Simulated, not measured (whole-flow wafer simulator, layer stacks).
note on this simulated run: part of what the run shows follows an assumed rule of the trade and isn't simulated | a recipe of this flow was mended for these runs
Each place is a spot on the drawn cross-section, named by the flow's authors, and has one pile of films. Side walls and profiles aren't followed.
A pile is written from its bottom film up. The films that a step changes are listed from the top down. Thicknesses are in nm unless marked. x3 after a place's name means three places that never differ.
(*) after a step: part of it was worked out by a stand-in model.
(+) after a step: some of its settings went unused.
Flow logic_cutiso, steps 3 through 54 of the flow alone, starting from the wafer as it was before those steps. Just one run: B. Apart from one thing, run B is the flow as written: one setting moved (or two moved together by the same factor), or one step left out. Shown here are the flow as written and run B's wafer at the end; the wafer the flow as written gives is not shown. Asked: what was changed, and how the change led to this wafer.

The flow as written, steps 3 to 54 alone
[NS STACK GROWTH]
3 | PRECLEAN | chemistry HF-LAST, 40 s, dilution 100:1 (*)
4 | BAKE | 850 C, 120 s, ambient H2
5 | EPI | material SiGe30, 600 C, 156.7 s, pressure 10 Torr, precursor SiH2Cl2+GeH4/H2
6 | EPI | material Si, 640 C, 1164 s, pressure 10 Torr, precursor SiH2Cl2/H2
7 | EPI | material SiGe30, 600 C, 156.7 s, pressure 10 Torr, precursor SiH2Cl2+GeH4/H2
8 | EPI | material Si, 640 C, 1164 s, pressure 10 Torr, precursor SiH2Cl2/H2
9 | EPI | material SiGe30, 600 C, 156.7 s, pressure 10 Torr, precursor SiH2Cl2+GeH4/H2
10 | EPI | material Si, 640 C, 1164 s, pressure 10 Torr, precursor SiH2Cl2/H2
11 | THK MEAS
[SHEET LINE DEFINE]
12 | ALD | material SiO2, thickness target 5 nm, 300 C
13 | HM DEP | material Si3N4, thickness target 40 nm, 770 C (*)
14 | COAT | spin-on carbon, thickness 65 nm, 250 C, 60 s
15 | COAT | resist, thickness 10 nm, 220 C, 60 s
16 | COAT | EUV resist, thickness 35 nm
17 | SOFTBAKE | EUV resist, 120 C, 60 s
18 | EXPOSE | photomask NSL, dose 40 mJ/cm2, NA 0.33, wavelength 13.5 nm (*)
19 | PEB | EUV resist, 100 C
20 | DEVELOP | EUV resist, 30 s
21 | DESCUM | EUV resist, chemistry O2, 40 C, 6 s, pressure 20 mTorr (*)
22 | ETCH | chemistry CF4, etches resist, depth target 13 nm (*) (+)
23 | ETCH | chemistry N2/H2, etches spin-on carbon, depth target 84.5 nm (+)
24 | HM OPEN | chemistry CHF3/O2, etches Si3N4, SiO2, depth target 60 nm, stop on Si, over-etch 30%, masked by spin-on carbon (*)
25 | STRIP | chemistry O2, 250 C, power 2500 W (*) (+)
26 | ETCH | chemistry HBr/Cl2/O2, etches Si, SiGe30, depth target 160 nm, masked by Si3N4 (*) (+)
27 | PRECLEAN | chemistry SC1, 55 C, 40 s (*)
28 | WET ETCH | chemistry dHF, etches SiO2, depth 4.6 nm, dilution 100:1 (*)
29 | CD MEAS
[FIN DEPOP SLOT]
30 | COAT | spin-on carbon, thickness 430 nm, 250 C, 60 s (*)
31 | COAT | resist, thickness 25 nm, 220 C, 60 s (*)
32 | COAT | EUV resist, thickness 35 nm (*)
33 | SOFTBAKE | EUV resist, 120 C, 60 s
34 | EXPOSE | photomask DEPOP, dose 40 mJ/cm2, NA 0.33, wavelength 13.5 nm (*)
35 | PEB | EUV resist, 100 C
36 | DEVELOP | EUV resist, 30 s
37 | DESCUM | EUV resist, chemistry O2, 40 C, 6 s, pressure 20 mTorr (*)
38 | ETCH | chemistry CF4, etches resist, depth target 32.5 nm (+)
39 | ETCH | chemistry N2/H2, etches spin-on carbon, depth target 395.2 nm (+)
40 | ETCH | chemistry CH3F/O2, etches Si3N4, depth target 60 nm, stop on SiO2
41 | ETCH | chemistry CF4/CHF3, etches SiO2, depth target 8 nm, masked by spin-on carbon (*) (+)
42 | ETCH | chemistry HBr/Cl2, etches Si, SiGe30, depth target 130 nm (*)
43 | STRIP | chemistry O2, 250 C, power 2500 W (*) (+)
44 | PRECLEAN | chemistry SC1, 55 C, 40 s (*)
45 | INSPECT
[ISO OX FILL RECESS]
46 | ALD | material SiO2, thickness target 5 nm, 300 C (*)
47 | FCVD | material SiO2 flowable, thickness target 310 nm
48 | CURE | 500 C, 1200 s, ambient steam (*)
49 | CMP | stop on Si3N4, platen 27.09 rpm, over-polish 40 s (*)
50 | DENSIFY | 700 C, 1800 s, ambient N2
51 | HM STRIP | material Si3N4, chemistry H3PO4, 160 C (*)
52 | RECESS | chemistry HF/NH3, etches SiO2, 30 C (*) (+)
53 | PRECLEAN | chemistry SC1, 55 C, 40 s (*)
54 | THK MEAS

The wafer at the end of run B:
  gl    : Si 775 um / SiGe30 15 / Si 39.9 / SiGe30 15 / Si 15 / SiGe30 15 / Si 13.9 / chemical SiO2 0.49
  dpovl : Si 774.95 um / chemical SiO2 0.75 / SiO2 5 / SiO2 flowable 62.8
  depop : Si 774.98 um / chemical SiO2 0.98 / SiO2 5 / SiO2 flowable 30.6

The reason: step 6, EPI: 663 C was run, while the flow as written has 640 C.

Step by step, how the change led to this:
  6 | EPI | material Si, 640 C, 1164 s, pressure 10 Torr, precursor SiH2Cl2/H2
      depop, dpovl, gfld and 19 more: +39.9 Si (new film) (it would be, as written: +15 Si (new film))
  26 | ETCH | chemistry HBr/Cl2/O2, etches Si, SiGe30, depth target 160 nm, masked by Si3N4 (*) (+)
      dpovl, gfld, gxf, iso, isow, lnri, nsgap: -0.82 chemical SiO2 (all of it), -12 Si (all of it), -15 SiGe30 (all of it), -15 Si (all of it), -15 SiGe30 (all of it), -39.9 Si (all of it), -15 SiGe30 (all of it), -48.1 Si (it would be, as written: -0.82 chemical SiO2 (all of it), -12 Si (all of it), -15 SiGe30 (all of it), -15 Si (all of it), -15 SiGe30 (all of it), -15 Si (all of it), -15 SiGe30 (all of it), -73 Si)
  42 | ETCH | chemistry HBr/Cl2, etches Si, SiGe30, depth target 130 nm (*)
      depop: -13.8 Si (all of it), -15 SiGe30 (all of it), -15 Si (all of it), -15 SiGe30 (all of it), -39.9 Si (all of it), -15 SiGe30 (all of it), -16.3 Si (it would be, as written: -13.8 Si (all of it), -15 SiGe30 (all of it), -15 Si (all of it), -15 SiGe30 (all of it), -15 Si (all of it), -15 SiGe30 (all of it), -41.2 Si)
